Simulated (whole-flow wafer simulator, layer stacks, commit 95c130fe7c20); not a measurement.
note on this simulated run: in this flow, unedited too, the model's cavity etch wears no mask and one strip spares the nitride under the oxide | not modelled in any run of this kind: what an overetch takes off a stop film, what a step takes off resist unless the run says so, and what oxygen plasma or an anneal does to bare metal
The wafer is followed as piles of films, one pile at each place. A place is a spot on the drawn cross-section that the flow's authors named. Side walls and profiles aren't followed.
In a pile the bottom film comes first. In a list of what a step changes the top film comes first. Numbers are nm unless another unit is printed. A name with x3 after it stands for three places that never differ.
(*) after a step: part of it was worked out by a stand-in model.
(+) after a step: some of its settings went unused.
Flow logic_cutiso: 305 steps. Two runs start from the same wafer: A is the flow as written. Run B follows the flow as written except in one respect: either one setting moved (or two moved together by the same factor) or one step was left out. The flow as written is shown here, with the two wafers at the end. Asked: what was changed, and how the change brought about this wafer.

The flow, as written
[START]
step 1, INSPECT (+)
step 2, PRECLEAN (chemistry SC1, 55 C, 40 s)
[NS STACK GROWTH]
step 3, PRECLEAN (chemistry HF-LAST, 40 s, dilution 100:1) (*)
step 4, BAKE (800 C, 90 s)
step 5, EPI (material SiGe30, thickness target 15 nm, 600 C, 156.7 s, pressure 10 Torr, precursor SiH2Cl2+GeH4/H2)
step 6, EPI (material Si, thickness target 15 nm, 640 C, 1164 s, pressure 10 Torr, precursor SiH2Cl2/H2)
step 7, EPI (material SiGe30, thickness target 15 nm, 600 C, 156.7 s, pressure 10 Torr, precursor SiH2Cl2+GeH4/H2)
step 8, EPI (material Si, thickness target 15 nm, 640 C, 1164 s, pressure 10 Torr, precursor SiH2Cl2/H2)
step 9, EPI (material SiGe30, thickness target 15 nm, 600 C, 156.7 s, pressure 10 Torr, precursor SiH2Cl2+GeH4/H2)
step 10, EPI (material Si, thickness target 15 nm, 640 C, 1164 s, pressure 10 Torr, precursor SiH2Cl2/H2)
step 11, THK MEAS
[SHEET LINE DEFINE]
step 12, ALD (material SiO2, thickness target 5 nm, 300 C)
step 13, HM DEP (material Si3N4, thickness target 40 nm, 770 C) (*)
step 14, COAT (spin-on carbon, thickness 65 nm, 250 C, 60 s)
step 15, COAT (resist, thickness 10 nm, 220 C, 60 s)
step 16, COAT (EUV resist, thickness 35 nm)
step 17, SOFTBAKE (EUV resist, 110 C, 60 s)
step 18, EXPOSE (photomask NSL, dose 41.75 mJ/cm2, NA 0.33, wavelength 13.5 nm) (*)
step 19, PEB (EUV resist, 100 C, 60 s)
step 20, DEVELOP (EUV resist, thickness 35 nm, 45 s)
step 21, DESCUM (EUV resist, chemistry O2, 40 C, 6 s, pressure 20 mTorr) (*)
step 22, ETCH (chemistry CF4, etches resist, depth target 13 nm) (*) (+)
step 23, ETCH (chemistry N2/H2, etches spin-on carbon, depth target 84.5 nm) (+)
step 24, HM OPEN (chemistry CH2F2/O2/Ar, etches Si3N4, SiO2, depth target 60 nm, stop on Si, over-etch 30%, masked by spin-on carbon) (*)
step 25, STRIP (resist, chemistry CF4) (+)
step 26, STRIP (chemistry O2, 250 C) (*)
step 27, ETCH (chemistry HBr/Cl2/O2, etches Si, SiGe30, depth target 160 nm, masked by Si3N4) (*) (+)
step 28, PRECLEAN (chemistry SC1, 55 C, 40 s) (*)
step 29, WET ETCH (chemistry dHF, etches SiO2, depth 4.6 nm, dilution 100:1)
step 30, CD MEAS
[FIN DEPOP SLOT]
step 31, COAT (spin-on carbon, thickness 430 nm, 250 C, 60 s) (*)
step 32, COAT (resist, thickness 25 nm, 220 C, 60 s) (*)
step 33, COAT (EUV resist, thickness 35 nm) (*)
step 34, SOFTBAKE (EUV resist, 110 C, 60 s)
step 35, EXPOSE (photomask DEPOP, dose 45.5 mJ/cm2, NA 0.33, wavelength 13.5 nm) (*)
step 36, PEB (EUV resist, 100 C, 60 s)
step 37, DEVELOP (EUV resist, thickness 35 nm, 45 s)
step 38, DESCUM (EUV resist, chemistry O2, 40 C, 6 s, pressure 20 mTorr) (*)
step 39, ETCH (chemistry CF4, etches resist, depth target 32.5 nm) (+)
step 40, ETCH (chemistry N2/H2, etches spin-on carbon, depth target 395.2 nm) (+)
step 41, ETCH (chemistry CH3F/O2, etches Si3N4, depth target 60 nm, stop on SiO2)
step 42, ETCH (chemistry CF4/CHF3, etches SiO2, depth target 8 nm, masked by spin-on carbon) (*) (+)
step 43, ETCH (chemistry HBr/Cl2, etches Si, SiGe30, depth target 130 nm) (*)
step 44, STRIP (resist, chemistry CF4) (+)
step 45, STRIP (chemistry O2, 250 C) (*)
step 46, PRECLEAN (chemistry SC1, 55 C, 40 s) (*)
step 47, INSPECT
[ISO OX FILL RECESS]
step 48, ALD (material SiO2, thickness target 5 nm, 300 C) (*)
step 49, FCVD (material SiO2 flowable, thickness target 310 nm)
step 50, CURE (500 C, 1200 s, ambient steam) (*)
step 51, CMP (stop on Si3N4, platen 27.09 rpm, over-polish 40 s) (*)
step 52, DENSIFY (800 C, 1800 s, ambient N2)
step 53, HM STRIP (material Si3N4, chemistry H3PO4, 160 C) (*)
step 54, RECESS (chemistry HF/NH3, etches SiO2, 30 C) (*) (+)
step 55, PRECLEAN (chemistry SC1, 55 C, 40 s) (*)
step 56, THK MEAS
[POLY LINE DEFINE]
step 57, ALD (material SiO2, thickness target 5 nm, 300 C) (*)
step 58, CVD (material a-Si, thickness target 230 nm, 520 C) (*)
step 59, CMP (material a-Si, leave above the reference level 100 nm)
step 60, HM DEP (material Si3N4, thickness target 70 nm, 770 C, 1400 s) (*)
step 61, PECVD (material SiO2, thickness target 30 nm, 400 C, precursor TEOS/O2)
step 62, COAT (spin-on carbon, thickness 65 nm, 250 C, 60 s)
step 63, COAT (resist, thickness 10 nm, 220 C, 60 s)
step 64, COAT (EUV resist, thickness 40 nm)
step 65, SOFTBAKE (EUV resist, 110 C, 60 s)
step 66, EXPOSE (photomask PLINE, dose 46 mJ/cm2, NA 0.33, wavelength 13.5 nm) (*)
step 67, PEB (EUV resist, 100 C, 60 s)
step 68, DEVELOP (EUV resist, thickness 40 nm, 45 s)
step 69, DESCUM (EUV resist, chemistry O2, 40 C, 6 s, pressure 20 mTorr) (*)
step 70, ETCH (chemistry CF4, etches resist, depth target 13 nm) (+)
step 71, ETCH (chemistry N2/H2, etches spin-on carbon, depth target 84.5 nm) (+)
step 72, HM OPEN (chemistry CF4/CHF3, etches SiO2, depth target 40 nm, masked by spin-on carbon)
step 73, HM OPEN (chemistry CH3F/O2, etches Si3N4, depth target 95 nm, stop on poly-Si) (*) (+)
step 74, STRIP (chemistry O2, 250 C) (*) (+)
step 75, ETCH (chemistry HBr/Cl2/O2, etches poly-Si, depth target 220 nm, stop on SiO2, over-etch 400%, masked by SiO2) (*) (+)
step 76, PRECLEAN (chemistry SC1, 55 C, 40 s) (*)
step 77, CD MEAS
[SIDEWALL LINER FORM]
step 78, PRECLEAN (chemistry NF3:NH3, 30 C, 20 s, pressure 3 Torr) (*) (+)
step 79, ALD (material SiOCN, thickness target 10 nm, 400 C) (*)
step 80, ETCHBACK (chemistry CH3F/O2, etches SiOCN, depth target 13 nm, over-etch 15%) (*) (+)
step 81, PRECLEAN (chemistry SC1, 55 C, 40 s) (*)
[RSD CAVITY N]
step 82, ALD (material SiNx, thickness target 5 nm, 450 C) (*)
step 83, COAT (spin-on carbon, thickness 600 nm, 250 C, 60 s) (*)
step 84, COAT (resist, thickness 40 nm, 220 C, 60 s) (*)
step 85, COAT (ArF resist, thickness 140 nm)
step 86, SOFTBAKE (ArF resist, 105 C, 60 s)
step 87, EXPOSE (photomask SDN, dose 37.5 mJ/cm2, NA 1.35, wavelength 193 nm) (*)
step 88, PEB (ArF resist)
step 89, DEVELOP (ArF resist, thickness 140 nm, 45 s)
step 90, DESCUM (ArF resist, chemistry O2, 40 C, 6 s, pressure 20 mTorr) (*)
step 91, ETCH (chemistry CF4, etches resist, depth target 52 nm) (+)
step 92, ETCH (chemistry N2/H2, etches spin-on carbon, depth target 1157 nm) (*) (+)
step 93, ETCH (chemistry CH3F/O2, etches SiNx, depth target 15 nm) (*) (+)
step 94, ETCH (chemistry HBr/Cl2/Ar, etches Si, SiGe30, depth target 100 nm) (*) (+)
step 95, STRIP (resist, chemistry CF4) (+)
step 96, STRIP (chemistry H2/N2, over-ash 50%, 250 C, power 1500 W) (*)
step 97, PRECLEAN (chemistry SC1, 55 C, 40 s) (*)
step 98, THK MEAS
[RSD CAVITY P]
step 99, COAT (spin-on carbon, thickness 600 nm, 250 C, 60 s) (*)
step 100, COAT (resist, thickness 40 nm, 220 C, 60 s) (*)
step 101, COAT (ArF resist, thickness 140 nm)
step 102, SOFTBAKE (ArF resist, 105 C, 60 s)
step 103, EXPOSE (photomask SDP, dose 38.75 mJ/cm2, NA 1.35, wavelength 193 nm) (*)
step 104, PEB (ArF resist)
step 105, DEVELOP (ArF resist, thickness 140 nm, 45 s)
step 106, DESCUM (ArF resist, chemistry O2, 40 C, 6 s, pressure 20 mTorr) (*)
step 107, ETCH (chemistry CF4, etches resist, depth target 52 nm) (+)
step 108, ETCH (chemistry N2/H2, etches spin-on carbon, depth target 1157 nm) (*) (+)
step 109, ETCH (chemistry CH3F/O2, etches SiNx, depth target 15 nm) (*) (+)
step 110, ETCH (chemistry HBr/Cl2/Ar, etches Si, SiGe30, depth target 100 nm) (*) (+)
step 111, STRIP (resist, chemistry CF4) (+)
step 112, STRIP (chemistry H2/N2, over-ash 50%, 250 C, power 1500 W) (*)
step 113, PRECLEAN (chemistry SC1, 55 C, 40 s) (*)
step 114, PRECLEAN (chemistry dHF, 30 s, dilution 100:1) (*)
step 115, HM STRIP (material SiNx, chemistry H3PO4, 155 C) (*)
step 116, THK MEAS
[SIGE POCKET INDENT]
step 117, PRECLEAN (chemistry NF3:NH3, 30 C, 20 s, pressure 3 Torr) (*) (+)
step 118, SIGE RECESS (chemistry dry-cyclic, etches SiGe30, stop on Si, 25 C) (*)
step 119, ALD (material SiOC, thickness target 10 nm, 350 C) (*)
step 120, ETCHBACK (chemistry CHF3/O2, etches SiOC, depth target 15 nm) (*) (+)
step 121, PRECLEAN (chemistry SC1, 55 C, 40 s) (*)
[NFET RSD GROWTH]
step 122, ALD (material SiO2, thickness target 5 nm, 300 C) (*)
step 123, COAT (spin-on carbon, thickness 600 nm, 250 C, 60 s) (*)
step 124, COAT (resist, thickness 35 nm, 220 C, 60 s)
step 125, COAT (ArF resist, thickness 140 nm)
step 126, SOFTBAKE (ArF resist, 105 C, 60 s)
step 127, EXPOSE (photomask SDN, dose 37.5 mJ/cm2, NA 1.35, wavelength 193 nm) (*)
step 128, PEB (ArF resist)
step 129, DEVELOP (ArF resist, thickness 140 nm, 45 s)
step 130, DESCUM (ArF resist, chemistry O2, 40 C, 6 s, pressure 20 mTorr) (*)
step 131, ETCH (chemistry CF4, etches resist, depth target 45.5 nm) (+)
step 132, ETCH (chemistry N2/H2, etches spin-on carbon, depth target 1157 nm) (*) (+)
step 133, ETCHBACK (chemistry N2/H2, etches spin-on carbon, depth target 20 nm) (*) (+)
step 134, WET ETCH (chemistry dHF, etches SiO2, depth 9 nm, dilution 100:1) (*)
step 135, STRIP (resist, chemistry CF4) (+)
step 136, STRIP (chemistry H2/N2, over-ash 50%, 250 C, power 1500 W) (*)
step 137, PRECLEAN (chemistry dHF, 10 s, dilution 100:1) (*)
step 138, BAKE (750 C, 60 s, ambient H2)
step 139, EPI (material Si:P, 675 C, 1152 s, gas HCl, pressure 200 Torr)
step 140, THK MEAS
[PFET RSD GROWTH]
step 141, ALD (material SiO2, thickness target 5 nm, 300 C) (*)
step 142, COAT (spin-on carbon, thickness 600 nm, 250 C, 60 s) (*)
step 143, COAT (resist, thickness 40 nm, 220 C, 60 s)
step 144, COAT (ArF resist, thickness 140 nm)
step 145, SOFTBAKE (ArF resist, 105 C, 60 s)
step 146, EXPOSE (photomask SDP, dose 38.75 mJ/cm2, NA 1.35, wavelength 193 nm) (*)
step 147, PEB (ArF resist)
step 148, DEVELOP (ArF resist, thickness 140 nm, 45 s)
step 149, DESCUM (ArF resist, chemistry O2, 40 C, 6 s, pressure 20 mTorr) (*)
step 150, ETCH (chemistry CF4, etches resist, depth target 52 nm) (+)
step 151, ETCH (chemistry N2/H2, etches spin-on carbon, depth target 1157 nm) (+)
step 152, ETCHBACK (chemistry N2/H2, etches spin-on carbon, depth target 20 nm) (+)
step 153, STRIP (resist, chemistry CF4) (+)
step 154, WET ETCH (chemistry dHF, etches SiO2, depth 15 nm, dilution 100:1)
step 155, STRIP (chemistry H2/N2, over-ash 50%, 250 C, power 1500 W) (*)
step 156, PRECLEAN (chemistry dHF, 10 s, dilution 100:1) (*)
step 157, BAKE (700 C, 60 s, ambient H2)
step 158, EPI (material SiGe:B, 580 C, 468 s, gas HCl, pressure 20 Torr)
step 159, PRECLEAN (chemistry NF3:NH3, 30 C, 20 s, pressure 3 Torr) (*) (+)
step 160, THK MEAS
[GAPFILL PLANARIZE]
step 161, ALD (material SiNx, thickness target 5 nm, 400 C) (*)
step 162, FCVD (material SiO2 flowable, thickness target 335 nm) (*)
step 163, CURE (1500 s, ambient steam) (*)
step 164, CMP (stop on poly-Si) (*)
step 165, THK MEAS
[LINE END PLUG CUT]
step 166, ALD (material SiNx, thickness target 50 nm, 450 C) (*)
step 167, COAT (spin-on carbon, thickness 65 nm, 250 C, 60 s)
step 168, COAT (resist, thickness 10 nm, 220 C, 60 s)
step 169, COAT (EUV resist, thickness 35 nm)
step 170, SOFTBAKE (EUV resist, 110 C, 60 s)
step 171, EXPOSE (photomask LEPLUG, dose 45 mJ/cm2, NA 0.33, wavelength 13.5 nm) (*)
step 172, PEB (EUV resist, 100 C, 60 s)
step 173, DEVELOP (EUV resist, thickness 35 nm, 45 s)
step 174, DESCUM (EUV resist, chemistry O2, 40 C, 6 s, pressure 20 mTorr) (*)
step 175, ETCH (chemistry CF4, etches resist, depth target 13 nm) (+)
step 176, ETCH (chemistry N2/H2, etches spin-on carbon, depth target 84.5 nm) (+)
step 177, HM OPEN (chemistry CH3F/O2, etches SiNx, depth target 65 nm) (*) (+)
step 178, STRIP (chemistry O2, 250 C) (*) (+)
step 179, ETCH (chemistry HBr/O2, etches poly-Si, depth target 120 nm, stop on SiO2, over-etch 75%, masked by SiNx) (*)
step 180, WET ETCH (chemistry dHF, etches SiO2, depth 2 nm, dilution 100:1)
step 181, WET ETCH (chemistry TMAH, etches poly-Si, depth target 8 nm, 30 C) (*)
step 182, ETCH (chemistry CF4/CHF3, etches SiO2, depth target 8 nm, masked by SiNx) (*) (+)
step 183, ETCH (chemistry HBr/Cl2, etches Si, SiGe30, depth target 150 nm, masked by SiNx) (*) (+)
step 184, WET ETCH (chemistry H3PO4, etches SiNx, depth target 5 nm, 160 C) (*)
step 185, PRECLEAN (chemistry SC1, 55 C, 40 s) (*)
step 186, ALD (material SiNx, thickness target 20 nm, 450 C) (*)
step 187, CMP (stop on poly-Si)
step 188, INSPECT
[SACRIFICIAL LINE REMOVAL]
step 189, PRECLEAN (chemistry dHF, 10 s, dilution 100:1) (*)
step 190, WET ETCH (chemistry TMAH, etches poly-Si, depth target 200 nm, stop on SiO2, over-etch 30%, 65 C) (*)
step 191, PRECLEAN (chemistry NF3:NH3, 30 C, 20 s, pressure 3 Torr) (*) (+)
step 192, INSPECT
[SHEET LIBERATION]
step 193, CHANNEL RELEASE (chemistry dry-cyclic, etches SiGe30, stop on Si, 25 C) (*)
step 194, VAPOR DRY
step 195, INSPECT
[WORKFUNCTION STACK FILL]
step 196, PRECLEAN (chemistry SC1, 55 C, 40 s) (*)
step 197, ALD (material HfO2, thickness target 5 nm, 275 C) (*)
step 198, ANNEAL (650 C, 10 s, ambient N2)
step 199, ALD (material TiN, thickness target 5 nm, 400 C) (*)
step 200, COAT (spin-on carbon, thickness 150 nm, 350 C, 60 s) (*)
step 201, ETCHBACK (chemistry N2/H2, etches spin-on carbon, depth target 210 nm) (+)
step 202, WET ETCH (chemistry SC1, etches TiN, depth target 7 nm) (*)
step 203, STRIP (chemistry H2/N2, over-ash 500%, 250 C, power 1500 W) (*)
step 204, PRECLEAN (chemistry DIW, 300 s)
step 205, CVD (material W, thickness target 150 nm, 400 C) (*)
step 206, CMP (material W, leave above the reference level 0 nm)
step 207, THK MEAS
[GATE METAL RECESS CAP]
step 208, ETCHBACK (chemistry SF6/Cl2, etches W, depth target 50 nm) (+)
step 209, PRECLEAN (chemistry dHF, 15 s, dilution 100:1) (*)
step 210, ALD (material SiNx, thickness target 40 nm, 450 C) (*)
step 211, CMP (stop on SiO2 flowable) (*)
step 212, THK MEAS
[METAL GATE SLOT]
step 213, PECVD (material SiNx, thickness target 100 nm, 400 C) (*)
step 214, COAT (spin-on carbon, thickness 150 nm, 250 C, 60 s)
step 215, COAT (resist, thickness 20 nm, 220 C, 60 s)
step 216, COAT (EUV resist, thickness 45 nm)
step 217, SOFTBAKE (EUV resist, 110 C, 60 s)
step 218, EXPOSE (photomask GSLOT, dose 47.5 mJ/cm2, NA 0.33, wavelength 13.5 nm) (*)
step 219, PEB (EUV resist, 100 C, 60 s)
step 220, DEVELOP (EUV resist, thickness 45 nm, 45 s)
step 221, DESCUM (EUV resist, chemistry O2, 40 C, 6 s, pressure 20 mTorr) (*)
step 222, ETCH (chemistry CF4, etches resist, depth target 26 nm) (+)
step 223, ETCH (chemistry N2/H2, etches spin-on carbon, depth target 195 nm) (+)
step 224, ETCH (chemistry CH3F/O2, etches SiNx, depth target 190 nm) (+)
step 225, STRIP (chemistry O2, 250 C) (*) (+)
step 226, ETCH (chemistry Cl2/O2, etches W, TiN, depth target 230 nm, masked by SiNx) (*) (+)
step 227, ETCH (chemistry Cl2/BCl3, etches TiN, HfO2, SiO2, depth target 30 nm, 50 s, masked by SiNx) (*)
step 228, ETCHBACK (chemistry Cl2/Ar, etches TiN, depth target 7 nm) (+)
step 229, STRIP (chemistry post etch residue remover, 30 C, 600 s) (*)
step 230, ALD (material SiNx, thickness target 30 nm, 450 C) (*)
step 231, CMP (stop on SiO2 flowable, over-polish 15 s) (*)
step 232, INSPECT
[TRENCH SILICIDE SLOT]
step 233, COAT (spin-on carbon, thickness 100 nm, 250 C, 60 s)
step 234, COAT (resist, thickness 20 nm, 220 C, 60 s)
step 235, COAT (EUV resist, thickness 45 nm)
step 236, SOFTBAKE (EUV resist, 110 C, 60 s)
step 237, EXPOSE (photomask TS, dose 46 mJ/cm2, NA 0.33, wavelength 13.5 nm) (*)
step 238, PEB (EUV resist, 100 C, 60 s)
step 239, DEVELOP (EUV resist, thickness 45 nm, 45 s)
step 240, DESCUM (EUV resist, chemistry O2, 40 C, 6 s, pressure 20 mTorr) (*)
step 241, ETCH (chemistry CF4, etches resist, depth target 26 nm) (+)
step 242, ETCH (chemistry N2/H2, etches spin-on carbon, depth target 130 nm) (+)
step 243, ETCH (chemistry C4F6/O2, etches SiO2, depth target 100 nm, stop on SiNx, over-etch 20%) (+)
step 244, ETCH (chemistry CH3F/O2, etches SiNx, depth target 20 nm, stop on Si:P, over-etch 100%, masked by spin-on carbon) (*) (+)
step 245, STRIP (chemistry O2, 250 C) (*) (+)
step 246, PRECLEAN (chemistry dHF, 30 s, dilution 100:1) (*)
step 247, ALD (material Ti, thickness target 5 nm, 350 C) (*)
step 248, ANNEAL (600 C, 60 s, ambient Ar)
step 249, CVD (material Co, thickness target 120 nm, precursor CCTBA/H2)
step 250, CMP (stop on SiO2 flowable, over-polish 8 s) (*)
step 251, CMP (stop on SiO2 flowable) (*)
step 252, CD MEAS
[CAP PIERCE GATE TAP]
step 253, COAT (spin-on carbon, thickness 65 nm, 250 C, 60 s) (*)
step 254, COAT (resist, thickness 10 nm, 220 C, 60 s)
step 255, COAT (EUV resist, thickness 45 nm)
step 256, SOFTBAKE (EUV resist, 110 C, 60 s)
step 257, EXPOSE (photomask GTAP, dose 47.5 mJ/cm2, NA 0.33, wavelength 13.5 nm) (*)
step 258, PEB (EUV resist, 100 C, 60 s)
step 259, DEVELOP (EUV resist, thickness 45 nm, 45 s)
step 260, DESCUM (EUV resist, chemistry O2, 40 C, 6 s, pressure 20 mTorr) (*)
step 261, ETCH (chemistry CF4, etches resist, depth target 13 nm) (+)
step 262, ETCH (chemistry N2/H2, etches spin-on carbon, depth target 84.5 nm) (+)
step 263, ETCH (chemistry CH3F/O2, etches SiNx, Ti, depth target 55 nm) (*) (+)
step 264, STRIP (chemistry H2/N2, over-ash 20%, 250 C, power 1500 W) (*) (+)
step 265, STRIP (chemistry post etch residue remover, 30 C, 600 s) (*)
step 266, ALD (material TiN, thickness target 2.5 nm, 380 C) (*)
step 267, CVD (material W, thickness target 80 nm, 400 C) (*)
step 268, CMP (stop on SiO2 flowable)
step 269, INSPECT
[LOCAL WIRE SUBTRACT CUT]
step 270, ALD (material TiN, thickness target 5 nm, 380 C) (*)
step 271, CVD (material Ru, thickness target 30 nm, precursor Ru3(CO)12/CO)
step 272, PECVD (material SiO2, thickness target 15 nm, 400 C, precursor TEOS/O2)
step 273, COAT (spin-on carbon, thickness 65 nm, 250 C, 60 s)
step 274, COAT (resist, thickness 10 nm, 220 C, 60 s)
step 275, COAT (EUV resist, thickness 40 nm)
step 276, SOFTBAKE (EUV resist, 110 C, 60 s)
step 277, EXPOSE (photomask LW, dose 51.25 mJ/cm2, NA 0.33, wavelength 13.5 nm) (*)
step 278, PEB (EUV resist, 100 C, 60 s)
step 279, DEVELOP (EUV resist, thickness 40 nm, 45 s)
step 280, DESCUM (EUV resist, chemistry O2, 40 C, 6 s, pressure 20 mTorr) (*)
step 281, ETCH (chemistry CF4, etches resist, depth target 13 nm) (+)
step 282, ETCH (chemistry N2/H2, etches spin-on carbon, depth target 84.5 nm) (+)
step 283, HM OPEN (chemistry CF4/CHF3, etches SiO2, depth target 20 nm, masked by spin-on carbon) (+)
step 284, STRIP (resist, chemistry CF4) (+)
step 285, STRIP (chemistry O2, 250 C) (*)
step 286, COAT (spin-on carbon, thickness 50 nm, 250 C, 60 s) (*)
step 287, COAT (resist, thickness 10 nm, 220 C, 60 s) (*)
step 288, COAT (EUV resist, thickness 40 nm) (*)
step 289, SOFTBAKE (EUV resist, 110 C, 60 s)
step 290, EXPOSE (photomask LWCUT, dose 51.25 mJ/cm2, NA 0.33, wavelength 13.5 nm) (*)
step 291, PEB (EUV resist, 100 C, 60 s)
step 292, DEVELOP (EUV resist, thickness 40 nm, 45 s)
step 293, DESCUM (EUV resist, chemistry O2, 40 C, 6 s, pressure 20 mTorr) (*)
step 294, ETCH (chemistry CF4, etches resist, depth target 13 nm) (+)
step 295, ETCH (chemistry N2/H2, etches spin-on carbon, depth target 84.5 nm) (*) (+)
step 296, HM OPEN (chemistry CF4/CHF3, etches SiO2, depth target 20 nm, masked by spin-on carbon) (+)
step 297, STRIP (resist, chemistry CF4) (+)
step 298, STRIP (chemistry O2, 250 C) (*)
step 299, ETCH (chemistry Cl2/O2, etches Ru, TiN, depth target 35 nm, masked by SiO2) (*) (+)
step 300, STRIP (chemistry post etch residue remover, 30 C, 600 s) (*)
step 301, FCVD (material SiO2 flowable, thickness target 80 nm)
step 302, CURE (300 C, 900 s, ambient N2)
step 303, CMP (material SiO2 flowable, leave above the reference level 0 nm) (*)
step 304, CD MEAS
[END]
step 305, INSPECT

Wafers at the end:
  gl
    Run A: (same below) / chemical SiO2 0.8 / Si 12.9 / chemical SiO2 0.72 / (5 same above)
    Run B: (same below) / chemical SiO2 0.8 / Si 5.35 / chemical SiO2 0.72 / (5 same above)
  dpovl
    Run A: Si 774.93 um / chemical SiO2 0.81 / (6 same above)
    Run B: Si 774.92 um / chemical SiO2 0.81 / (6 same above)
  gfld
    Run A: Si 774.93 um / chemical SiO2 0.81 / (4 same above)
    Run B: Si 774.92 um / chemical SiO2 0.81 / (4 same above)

What caused this: step 10, EPI: 582.2 s was run, whereas the flow has 1164 s.

Step by step, how the change led to this:
  step 10, EPI (material Si, thickness target 15 nm, 640 C, 1164 s, pressure 10 Torr, precursor SiH2Cl2/H2)
      depop, dpovl, gfld and 19 more: A +15 Si (new film) | B +7.5 Si (new film)
  step 27, ETCH (chemistry HBr/Cl2/O2, etches Si, SiGe30, depth target 160 nm, masked by Si3N4) (*) (+)
      gfld, gxf, iso, lnri: A -0.79 chemical SiO2 (all of it), -11.4 Si (all of it), -15 SiGe30 (all of it), -15 Si (all of it), -15 SiGe30 (all of it), -15 Si (all of it), -15 SiGe30 (all of it), -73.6 Si | B -0.79 chemical SiO2 (all of it), -3.85 Si (all of it), -15 SiGe30 (all of it), -15 Si (all of it), -15 SiGe30 (all of it), -15 Si (all of it), -15 SiGe30 (all of it), -81.1 Si
      dpovl, nsgap: A -0.79 chemical SiO2 (all of it), -11.8 Si (all of it), -15 SiGe30 (all of it), -15 Si (all of it), -15 SiGe30 (all of it), -15 Si (all of it), -15 SiGe30 (all of it), -73.2 Si | B -0.79 chemical SiO2 (all of it), -4.25 Si (all of it), -15 SiGe30 (all of it), -15 Si (all of it), -15 SiGe30 (all of it), -15 Si (all of it), -15 SiGe30 (all of it), -80.7 Si
      (also at 1 further place)
  step 43, ETCH (chemistry HBr/Cl2, etches Si, SiGe30, depth target 130 nm) (*)
      depop: A -14 Si (all of it), -15 SiGe30 (all of it), -15 Si (all of it), -15 SiGe30 (all of it), -15 Si (all of it), -15 SiGe30 (all of it), -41 Si | B -6.52 Si (all of it), -15 SiGe30 (all of it), -15 Si (all of it), -15 SiGe30 (all of it), -15 Si (all of it), -15 SiGe30 (all of it), -48.5 Si
  step 94, ETCH (chemistry HBr/Cl2/Ar, etches Si, SiGe30, depth target 100 nm) (*) (+)
      rsdn, rsdx: A -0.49 chemical SiO2 (all of it), -12.8 Si (all of it), -15 SiGe30 (all of it), -15 Si (all of it), -15 SiGe30 (all of it), -15 Si (all of it), -15 SiGe30 (all of it), -12.2 Si | B -0.49 chemical SiO2 (all of it), -5.32 Si (all of it), -15 SiGe30 (all of it), -15 Si (all of it), -15 SiGe30 (all of it), -15 Si (all of it), -15 SiGe30 (all of it), -19.7 Si
  step 110, ETCH (chemistry HBr/Cl2/Ar, etches Si, SiGe30, depth target 100 nm) (*) (+)
      rsdp, rsdw: A -0.49 chemical SiO2 (all of it), -12.8 Si (all of it), -15 SiGe30 (all of it), -15 Si (all of it), -15 SiGe30 (all of it), -15 Si (all of it), -15 SiGe30 (all of it), -12.2 Si | B -0.49 chemical SiO2 (all of it), -5.32 Si (all of it), -15 SiGe30 (all of it), -15 Si (all of it), -15 SiGe30 (all of it), -15 Si (all of it), -15 SiGe30 (all of it), -19.7 Si
  step 183, ETCH (chemistry HBr/Cl2, etches Si, SiGe30, depth target 150 nm, masked by SiNx) (*) (+)
      plug: A -13.6 Si (all of it), -15 SiGe30 (all of it), -15 Si (all of it), -15 SiGe30 (all of it), -15 Si (all of it), -15 SiGe30 (all of it), -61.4 Si | B -6.05 Si (all of it), -15 SiGe30 (all of it), -15 Si (all of it), -15 SiGe30 (all of it), -15 Si (all of it), -15 SiGe30 (all of it), -68.9 Si
